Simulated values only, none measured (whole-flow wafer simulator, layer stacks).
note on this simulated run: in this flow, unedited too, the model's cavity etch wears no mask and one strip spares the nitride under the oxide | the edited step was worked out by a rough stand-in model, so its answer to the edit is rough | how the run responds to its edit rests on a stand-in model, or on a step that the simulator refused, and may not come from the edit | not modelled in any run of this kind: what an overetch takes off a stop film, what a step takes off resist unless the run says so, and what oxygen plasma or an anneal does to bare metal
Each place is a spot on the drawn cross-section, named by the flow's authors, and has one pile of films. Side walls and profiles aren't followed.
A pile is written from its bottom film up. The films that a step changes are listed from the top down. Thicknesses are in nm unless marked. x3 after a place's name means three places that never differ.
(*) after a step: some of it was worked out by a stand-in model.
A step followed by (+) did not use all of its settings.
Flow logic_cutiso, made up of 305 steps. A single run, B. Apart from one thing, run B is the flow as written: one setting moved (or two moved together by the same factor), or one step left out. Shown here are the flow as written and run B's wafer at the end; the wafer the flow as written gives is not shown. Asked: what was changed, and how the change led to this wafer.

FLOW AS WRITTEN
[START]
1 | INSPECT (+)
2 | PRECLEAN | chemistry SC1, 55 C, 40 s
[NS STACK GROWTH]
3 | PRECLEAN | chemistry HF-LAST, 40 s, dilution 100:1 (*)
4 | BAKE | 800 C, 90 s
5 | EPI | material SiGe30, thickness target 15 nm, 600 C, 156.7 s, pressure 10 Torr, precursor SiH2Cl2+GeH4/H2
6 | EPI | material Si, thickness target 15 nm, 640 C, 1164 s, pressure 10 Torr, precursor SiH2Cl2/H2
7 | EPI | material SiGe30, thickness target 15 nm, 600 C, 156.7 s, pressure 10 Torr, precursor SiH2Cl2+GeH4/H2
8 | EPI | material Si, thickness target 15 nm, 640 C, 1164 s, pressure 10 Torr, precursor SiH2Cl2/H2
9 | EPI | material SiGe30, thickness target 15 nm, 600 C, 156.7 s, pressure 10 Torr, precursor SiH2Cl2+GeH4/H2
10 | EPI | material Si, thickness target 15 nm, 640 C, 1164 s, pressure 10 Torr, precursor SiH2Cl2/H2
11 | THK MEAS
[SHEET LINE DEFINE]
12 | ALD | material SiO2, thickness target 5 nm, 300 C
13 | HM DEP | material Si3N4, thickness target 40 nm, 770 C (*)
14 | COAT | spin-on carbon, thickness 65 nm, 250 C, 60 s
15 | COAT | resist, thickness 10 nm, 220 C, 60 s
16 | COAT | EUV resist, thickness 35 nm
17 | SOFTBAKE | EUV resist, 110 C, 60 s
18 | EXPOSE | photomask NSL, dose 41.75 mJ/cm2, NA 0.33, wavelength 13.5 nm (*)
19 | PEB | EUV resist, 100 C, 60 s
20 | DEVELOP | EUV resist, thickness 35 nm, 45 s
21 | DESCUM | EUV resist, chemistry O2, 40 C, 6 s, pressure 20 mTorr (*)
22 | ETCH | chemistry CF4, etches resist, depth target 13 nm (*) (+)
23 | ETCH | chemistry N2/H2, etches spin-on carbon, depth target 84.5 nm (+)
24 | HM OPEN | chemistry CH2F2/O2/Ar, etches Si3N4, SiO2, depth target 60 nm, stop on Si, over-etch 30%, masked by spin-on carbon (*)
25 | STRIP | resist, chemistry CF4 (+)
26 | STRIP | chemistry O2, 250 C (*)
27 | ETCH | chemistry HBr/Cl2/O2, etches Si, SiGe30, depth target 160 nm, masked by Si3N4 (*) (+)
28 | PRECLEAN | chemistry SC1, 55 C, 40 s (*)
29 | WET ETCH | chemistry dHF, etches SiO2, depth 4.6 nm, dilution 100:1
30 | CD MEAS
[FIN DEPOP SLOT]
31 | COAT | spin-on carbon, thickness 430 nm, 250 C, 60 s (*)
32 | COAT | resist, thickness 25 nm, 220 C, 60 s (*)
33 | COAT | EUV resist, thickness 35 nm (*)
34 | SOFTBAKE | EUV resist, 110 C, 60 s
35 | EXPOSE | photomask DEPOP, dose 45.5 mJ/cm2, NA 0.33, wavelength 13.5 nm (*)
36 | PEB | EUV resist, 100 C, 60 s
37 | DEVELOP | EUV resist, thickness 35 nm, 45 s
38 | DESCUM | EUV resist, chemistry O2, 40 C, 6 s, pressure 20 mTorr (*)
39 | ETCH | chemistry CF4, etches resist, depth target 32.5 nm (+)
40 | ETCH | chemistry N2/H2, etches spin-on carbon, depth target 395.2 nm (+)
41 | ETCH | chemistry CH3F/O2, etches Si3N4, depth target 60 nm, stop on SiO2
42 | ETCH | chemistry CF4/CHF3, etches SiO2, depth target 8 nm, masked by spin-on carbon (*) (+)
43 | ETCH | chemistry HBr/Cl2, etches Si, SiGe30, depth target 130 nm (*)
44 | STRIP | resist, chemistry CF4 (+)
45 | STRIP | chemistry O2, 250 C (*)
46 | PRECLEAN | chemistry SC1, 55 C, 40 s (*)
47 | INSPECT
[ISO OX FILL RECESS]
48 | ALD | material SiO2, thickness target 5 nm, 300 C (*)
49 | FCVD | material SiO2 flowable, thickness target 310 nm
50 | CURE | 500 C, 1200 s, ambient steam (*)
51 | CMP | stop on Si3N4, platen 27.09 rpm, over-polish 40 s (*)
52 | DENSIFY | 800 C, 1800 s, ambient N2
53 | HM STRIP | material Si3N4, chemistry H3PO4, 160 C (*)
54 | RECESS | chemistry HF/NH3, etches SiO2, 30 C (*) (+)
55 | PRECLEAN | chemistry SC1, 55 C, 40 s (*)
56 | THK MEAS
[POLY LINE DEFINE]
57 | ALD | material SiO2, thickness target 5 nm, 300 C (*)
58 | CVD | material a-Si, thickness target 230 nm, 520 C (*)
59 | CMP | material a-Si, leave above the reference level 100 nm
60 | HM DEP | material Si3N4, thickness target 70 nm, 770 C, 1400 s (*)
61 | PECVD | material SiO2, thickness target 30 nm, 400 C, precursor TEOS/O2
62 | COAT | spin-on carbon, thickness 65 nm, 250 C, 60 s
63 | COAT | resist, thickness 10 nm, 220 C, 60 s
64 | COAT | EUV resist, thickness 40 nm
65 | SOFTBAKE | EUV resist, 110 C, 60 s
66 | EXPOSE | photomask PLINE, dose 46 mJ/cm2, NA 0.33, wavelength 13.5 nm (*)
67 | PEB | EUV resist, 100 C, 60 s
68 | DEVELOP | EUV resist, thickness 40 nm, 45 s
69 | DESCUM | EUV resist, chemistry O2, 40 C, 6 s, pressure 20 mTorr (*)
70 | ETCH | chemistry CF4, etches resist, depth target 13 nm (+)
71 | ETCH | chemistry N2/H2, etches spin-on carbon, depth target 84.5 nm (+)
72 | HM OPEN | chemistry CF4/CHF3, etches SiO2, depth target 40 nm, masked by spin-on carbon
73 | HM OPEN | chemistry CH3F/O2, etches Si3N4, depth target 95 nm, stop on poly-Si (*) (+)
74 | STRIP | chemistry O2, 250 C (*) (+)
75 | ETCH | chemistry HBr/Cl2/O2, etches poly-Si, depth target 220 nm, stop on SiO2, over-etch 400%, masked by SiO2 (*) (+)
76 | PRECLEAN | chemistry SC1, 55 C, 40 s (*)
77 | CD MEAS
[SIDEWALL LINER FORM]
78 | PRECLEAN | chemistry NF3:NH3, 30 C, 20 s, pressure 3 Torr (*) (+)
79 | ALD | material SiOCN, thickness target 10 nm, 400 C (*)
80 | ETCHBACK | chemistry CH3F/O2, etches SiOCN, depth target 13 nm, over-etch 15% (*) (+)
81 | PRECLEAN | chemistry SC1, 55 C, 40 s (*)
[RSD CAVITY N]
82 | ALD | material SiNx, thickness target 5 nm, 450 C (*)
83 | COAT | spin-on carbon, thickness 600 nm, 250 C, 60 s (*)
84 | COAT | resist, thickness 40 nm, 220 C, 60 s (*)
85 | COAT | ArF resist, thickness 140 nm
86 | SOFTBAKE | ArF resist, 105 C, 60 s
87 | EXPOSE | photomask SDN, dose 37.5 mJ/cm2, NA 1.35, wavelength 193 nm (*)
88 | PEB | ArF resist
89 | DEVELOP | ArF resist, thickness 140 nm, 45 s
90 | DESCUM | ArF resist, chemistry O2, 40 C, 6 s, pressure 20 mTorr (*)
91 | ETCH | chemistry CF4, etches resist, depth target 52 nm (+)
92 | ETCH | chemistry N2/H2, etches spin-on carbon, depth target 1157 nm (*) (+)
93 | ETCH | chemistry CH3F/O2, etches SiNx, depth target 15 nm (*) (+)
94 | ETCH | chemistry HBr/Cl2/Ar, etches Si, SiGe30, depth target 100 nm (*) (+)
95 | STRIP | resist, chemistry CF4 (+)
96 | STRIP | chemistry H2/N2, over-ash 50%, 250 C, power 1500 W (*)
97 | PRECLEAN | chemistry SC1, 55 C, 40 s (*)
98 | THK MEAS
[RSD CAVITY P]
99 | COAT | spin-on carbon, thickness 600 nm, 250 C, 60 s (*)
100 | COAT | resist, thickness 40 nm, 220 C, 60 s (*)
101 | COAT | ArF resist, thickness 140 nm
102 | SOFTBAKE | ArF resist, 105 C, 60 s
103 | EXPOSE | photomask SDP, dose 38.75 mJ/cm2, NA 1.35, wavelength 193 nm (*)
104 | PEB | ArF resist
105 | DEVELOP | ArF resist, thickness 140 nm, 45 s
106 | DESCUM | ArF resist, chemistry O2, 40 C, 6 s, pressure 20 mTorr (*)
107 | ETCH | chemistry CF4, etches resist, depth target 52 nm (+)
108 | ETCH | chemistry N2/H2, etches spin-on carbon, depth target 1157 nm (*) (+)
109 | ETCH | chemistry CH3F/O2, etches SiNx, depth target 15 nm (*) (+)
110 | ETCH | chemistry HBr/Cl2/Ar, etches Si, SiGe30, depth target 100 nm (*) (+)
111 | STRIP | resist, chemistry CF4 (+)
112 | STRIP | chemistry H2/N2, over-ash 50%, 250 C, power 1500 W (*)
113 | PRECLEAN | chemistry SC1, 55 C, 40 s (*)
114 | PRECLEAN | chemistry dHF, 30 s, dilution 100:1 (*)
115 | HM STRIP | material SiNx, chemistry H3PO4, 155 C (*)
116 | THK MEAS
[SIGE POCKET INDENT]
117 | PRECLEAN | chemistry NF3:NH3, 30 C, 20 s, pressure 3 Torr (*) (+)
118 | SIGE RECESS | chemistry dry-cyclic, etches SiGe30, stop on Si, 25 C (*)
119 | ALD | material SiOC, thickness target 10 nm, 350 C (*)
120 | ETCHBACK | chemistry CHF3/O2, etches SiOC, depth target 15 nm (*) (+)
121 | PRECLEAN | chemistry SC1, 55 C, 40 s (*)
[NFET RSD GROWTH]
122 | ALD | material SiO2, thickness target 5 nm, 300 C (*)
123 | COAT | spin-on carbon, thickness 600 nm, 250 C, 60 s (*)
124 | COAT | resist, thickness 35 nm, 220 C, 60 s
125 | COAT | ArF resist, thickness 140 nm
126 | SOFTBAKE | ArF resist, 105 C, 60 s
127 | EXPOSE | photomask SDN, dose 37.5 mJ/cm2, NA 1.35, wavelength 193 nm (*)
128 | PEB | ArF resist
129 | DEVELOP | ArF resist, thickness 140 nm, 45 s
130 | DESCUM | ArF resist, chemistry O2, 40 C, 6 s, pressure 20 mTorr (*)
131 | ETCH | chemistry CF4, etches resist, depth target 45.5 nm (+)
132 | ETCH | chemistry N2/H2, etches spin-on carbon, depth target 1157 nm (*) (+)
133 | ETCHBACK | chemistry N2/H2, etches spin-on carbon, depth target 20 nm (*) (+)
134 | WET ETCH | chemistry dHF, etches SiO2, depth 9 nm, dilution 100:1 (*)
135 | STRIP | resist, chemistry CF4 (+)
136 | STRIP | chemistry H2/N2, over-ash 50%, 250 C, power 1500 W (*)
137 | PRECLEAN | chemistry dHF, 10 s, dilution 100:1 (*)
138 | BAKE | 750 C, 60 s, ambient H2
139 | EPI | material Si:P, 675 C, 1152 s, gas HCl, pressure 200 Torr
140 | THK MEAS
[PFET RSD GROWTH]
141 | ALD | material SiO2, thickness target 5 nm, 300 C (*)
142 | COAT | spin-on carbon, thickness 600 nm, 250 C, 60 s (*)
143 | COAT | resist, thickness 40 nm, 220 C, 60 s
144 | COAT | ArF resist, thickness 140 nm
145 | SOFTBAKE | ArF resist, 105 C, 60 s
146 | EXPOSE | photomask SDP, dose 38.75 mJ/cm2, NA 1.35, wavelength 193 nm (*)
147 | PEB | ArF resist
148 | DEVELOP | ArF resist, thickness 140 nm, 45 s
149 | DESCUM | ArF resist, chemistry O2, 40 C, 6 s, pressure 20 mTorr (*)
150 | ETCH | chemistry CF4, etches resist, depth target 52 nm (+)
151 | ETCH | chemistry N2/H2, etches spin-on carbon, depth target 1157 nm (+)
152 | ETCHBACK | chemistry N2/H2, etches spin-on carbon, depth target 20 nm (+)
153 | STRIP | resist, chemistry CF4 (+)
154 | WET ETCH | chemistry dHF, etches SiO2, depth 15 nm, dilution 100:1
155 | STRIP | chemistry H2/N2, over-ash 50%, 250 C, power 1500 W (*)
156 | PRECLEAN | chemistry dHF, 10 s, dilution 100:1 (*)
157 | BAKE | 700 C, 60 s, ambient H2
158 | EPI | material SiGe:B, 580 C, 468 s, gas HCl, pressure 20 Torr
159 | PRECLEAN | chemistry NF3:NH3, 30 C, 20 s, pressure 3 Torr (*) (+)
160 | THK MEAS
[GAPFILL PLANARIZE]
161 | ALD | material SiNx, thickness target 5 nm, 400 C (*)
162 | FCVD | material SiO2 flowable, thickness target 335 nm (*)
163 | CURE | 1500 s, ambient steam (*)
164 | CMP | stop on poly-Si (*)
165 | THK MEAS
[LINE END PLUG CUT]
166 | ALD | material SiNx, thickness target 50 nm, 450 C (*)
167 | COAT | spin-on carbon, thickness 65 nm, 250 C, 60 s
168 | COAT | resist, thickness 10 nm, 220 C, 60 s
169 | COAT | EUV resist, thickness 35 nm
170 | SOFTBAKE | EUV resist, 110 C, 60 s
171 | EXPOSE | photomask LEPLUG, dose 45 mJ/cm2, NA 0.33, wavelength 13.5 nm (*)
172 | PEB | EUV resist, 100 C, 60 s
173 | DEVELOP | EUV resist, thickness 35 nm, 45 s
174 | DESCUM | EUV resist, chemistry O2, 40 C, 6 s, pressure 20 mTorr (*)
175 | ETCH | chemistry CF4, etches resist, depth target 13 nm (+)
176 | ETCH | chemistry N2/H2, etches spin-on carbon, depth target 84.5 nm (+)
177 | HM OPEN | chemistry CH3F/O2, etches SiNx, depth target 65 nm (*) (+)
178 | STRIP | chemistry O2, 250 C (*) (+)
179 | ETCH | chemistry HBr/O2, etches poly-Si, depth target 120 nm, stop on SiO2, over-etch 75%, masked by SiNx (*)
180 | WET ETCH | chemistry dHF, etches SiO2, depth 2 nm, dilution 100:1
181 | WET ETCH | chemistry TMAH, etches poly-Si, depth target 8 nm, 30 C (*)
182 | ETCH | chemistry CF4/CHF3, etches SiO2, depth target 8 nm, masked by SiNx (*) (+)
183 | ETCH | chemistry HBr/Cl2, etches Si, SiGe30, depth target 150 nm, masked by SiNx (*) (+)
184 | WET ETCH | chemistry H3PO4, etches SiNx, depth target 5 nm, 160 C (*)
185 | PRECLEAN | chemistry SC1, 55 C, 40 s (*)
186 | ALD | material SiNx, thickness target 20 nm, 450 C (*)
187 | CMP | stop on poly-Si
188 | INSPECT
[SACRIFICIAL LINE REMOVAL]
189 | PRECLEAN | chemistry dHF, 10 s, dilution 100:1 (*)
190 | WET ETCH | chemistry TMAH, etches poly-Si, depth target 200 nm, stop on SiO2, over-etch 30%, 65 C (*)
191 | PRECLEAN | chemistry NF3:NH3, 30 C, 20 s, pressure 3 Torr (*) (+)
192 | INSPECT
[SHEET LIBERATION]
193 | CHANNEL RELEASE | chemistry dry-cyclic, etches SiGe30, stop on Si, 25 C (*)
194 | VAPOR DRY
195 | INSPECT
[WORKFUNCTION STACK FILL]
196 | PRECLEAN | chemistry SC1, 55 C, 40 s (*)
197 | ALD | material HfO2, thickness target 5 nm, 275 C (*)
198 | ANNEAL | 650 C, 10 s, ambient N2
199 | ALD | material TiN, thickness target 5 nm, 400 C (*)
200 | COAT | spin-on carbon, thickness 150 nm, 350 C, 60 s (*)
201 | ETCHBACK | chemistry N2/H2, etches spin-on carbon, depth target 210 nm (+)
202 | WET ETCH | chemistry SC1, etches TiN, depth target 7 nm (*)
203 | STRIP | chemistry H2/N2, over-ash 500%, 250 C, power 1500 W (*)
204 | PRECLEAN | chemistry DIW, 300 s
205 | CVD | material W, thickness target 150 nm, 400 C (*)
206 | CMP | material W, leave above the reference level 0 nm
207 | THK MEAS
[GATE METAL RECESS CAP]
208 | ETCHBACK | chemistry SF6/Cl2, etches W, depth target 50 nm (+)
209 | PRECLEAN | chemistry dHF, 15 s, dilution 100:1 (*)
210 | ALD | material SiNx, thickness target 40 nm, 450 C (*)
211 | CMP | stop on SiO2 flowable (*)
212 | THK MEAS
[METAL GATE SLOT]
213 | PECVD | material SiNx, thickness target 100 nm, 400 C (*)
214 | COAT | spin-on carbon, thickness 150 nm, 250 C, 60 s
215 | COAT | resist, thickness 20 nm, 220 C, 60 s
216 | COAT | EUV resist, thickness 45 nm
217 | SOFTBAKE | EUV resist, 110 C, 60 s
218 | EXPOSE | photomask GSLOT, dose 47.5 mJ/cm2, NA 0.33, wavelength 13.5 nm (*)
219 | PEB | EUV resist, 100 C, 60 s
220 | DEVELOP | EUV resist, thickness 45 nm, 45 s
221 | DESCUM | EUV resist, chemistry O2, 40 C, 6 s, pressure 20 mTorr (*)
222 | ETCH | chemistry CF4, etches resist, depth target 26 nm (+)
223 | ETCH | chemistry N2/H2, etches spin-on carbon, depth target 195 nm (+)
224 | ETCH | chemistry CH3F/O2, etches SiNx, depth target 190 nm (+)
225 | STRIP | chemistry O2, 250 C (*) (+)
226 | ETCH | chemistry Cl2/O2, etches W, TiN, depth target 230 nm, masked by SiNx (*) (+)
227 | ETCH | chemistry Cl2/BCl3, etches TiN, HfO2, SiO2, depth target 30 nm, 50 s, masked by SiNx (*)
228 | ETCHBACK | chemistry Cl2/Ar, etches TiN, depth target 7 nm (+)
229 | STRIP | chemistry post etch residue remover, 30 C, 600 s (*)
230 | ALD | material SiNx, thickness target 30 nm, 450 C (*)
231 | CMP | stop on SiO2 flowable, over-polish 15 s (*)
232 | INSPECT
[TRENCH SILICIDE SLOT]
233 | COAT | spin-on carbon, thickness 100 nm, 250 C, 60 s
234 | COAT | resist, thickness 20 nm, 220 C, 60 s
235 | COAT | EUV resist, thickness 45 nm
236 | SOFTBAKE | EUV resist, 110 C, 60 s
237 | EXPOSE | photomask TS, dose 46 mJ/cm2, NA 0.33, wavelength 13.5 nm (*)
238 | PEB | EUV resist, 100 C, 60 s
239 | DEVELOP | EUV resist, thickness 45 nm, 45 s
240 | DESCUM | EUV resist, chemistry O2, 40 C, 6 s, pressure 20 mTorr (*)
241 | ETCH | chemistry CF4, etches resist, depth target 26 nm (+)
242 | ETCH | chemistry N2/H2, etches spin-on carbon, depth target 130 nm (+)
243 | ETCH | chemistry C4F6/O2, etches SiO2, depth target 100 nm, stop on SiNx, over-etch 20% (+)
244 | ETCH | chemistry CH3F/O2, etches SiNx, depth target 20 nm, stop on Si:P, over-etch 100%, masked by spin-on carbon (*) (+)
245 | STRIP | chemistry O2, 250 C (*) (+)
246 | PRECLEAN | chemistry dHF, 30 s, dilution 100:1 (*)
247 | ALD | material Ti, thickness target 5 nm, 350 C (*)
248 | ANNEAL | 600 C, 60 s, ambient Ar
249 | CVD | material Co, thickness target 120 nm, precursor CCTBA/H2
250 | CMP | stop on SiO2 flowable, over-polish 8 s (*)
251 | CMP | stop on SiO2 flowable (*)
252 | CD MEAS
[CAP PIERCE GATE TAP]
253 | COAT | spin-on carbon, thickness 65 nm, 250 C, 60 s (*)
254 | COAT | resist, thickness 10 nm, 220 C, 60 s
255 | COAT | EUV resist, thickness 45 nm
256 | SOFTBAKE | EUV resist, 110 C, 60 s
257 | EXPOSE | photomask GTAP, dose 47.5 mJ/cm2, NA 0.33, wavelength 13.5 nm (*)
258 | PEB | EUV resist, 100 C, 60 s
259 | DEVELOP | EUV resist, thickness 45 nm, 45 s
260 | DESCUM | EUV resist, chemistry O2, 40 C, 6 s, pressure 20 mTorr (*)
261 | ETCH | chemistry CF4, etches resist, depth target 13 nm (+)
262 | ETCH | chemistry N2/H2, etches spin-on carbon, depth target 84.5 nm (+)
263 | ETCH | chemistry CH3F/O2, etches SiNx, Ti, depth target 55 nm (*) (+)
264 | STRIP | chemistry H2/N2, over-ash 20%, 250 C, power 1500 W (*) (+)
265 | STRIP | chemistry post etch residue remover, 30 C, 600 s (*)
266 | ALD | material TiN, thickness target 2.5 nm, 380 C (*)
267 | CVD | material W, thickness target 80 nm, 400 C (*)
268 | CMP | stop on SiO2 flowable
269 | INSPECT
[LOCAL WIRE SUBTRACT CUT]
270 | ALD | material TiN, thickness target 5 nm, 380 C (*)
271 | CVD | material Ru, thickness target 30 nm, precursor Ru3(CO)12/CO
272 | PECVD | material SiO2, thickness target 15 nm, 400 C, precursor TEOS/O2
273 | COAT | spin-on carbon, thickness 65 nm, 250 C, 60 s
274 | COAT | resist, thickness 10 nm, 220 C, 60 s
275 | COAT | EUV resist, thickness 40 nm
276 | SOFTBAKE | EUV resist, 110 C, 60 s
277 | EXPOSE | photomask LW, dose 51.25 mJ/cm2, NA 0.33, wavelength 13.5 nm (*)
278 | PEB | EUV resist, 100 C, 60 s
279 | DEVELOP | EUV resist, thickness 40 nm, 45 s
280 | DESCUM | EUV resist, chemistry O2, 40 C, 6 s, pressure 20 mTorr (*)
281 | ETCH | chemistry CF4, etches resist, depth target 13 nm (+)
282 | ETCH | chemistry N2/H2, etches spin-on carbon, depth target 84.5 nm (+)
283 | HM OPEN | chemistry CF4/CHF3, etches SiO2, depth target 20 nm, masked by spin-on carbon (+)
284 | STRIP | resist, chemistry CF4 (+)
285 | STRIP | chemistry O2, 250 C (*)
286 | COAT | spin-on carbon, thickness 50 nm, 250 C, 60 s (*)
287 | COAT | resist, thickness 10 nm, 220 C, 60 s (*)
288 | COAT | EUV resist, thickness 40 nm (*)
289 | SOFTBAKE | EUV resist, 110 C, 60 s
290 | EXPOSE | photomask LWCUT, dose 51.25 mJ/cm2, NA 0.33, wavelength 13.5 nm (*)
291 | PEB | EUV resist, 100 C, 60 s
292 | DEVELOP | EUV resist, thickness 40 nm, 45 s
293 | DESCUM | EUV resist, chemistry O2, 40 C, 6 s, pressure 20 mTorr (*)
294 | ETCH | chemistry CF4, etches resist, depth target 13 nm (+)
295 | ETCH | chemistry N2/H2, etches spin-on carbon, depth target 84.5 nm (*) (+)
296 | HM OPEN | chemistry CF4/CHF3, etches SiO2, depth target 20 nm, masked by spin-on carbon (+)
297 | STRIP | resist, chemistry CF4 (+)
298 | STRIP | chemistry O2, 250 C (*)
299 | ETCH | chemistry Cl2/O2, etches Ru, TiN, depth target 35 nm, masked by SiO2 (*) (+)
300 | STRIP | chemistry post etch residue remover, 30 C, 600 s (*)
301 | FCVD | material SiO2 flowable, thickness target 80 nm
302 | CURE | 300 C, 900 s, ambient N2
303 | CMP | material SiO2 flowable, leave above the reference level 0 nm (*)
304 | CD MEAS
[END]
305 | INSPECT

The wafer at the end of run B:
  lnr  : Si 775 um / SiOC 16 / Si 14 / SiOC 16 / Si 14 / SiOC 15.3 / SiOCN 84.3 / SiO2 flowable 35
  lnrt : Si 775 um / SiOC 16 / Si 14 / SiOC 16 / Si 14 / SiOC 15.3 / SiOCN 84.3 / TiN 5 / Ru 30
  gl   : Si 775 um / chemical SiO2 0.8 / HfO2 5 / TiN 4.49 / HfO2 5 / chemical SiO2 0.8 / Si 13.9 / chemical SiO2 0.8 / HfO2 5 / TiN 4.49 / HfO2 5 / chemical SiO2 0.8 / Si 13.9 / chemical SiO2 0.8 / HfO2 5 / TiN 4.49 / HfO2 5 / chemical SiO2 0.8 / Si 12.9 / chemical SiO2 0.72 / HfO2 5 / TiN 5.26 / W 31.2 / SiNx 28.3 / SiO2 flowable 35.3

What caused this: step 75, ETCH: over-etch 480% was run, though the flow has over-etch 400%.

Step by step, how the change led to this:
  75 | ETCH | chemistry HBr/Cl2/O2, etches poly-Si, depth target 220 nm, stop on SiO2, over-etch 400%, masked by SiO2 (*) (+)
      lnr, lnrp, lnrt, rsdn, rsdp, rsdw, rsdx: chemical SiO2 loses 0.79 (all of it), poly-Si loses 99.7 (all of it), SiO2 loses 5 (all of it), chemical SiO2 loses 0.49 (all of it), Si loses 13.9 (all of it) (as written it would have been: chemical SiO2 loses 0.79 (all of it), poly-Si loses 99.7 (all of it), SiO2 loses 5 (all of it))
      iso, lnri: chemical SiO2 loses 0.79 (all of it), poly-Si loses 189.1 (all of it), SiO2 loses 5 (all of it), SiO2 flowable loses 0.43 (as written it would have been: chemical SiO2 loses 0.79 (all of it), poly-Si loses 189.1 (all of it), SiO2 loses 4.55)
      (as well as at 13 more places)
  80 | ETCHBACK | chemistry CH3F/O2, etches SiOCN, depth target 13 nm, over-etch 15% (*) (+)
      rsdn, rsdp, rsdw, rsdx: SiOCN loses 10 (all of it), SiGe30 loses 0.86 (as written it would have been: SiOCN loses 10 (all of it), Si loses 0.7)
      lnr, lnrp, lnrt: SiOCN gains 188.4 (as written it would have been: SiOCN gains 175.1)
  94 | ETCH | chemistry HBr/Cl2/Ar, etches Si, SiGe30, depth target 100 nm (*) (+)
      rsdn, rsdx: chemical SiO2 loses 0.49 (all of it), SiGe30 loses 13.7 (all of it), Si loses 15 (all of it), SiGe30 loses 15 (all of it), Si loses 15 (all of it), SiGe30 loses 15 (all of it), Si loses 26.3 (as written it would have been: chemical SiO2 loses 0.49 (all of it), Si loses 12.8 (all of it), SiGe30 loses 15 (all of it), Si loses 15 (all of it), SiGe30 loses 15 (all of it), Si loses 15 (all of it), SiGe30 loses 15 (all of it), Si loses 12.2)
  110 | ETCH | chemistry HBr/Cl2/Ar, etches Si, SiGe30, depth target 100 nm (*) (+)
      rsdp, rsdw: chemical SiO2 loses 0.49 (all of it), SiGe30 loses 13.7 (all of it), Si loses 15 (all of it), SiGe30 loses 15 (all of it), Si loses 15 (all of it), SiGe30 loses 15 (all of it), Si loses 26.3 (as written it would have been: chemical SiO2 loses 0.49 (all of it), Si loses 12.8 (all of it), SiGe30 loses 15 (all of it), Si loses 15 (all of it), SiGe30 loses 15 (all of it), Si loses 15 (all of it), SiGe30 loses 15 (all of it), Si loses 12.2)
  118 | SIGE RECESS | chemistry dry-cyclic, etches SiGe30, stop on Si, 25 C (*)
      lnr, lnrp, lnrt: SiOCN loses 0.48, cavity gains 15.3 (new film), SiGe30 loses 14.8 (all of it), Si loses 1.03, cavity gains 16 (new film), SiGe30 loses 15 (all of it), Si loses 1.03, cavity gains 16 (new film), SiGe30 loses 15 (all of it), Si loses 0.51 (as written it would have been: SiOCN loses 0.48, Si loses 0.51, cavity gains 16 (new film), SiGe30 loses 15 (all of it), Si loses 1.03, cavity gains 16 (new film), SiGe30 loses 15 (all of it), Si loses 1.03, cavity gains 16 (new film), SiGe30 loses 15 (all of it), Si loses 0.51)
  119 | ALD | material SiOC, thickness target 10 nm, 350 C (*)
      lnr, lnrp, lnrt: SiOC gains 10 (new film), SiOC gains 15.3 (new film), cavity loses 15.3 (all of it), SiOC gains 16 (new film), cavity loses 16 (all of it), SiOC gains 16 (new film), cavity loses 16 (all of it) (as written it would have been: SiOC gains 10 (new film), SiOC gains 16 (new film), cavity loses 16 (all of it), SiOC gains 16 (new film), cavity loses 16 (all of it), SiOC gains 16 (new film), cavity loses 16 (all of it))
  120 | ETCHBACK | chemistry CHF3/O2, etches SiOC, depth target 15 nm (*) (+)
      gxn: SiOC loses 10.9 (all of it), SiO2 loses 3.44 (all of it), Si3N4 loses 0.51 (as written it would have been: SiOC loses 11 (all of it), SiO2 loses 4.21 (all of it))
      gxp: SiOC loses 10.9 (all of it), SiO2 loses 3.48 (all of it), Si3N4 loses 0.51 (as written it would have been: SiOC loses 11 (all of it), SiO2 loses 4.25 (all of it))
      (as well as at 3 more places)
  122 | ALD | material SiO2, thickness target 5 nm, 300 C (*)
      gxn: SiO2 gains 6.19 (new film) (as written it would have been: SiO2 gains 6.76 (new film))
      gxp: SiO2 gains 6.18 (new film) (as written it would have been: SiO2 gains 6.75 (new film))
  132 | ETCH | chemistry N2/H2, etches spin-on carbon, depth target 1157 nm (*) (+)
      gxn: spin-on carbon loses 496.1 (all of it), SiO2 loses 6.19 (all of it), Si3N4 loses 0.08 (as written it would have been: spin-on carbon loses 499.4 (all of it), SiO2 loses 6.06)
  133 | ETCHBACK | chemistry N2/H2, etches spin-on carbon, depth target 20 nm (*) (+)
      gxn: Si3N4 loses 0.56 (as written it would have been: SiO2 loses 0.7 (all of it), Si3N4 loses 0.21)
  139 | EPI | material Si:P, 675 C, 1152 s, gas HCl, pressure 200 Torr
      rsdn, rsdx: Si:P gains 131 (new film) (as written it would have been: Si:P gains 116.9 (new film))
  141 | ALD | material SiO2, thickness target 5 nm, 300 C (*)
      gxn: SiO2 gains 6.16 (new film) (as written it would have been: SiO2 gains 10.1 (new film))
  153 | STRIP | resist, chemistry CF4 (+)
      gxp: SiO2 loses 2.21 (all of it) (as written it would have been: SiO2 loses 3.06 (all of it))
  158 | EPI | material SiGe:B, 580 C, 468 s, gas HCl, pressure 20 Torr
      rsdp, rsdw: SiGe:B gains 131 (new film) (as written it would have been: SiGe:B gains 116.8 (new film))
  159 | PRECLEAN | chemistry NF3:NH3, 30 C, 20 s, pressure 3 Torr (*) (+)
      gxn: SiO2 loses 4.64 (all of it), Si3N4 loses 0.21 (as written it would have been: SiO2 loses 7.5)
  164 | CMP | stop on poly-Si (*)
      gxn: SiO2 flowable loses 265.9 (all of it), SiNx loses 5 (all of it), Si3N4 loses 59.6 (all of it) (as written it would have been: SiO2 flowable loses 264.5 (all of it), SiNx loses 5 (all of it), SiO2 loses 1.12 (all of it), Si3N4 loses 60.3 (all of it))
      depop, dpovl, isow, ns, nsgap: SiO2 flowable loses 326.8 (all of it), SiNx loses 5 (all of it), SiO2 loses 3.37 (all of it), Si3N4 loses 70 (all of it) (as written it would have been: SiO2 flowable loses 326.8 (all of it), SiNx loses 5 (all of it), SiO2 loses 4.13 (all of it), Si3N4 loses 70 (all of it))
      (as well as at 3 more places)
